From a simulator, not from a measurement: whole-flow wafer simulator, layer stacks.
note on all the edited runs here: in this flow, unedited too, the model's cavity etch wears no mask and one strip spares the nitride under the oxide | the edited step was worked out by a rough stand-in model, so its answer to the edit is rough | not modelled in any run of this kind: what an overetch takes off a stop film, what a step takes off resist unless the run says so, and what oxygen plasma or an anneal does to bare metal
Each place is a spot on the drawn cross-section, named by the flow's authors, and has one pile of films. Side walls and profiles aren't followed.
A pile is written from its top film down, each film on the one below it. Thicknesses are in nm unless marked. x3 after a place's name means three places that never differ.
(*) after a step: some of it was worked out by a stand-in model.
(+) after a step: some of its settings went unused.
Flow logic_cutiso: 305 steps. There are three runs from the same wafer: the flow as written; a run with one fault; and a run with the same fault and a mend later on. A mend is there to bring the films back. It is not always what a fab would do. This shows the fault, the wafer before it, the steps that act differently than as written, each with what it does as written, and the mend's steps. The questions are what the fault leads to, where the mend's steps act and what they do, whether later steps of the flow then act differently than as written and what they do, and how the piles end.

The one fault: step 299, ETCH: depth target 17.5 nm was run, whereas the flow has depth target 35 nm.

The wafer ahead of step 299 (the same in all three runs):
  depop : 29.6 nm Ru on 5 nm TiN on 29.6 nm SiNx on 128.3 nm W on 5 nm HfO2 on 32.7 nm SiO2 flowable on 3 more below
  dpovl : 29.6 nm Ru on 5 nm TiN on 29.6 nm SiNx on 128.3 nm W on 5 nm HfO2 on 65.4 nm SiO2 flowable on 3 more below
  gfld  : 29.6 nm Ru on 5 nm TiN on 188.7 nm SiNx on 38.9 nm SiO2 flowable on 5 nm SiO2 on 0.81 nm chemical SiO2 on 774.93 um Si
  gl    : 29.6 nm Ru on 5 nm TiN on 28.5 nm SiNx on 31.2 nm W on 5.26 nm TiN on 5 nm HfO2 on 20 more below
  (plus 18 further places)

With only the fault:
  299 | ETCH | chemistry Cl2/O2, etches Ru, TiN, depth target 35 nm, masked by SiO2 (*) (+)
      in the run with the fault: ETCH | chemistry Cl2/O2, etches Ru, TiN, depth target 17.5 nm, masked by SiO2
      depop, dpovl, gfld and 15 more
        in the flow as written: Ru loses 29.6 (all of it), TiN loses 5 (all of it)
        in the run with the fault: Ru loses 17.5
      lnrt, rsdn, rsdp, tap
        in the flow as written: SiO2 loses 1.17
        in the run with the fault: SiO2 loses 0.58
  Steps further on in the flow that do not act as written (not shown: 1 more step that differs only slightly, by at most 2% or 0.5 nm, whichever is larger):
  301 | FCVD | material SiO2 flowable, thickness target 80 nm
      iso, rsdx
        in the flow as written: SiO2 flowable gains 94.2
        in the run with the fault: SiO2 flowable gains 89.4 (new film)
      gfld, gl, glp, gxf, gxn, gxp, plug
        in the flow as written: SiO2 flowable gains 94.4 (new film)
        in the run with the fault: SiO2 flowable gains 89.4 (new film)
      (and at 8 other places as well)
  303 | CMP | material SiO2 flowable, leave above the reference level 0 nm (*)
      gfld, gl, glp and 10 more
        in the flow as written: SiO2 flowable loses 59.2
        in the run with the fault: SiO2 flowable loses 71.5
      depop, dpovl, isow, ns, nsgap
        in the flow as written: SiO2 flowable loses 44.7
        in the run with the fault: SiO2 flowable loses 62.1
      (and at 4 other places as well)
  By the end, the piles at depop, dpovl, gfld and 15 more depart from the flow's by more than 2% or 0.5 nm, whichever is larger.
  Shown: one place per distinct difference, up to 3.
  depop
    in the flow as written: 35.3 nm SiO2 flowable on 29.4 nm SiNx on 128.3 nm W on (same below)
    in the run with the fault: 17.9 nm SiO2 flowable on 12.1 nm Ru on 5 nm TiN on 29.6 nm SiNx on 128.3 nm W on (same below)
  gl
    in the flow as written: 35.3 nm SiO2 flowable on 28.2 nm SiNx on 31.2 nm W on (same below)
    in the run with the fault: 17.9 nm SiO2 flowable on 12.1 nm Ru on 5 nm TiN on 28.5 nm SiNx on 31.2 nm W on (same below)
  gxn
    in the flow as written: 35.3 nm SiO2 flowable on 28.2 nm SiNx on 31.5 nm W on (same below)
    in the run with the fault: 17.9 nm SiO2 flowable on 12.1 nm Ru on 5 nm TiN on 28.5 nm SiNx on 31.5 nm W on (same below)

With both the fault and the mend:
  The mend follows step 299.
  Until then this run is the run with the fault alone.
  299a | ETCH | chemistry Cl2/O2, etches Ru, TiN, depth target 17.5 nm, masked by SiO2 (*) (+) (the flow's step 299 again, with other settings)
      depop, dpovl, gfld and 15 more
        Ru loses 12.1 (all of it), TiN loses 5 (all of it)
      lnrt, rsdn, rsdp, tap
        SiO2 loses 0.58
  Every later step of the flow that is run acts as written at every place that is followed.
  At every place that both follow, the piles at the end match the flow's.
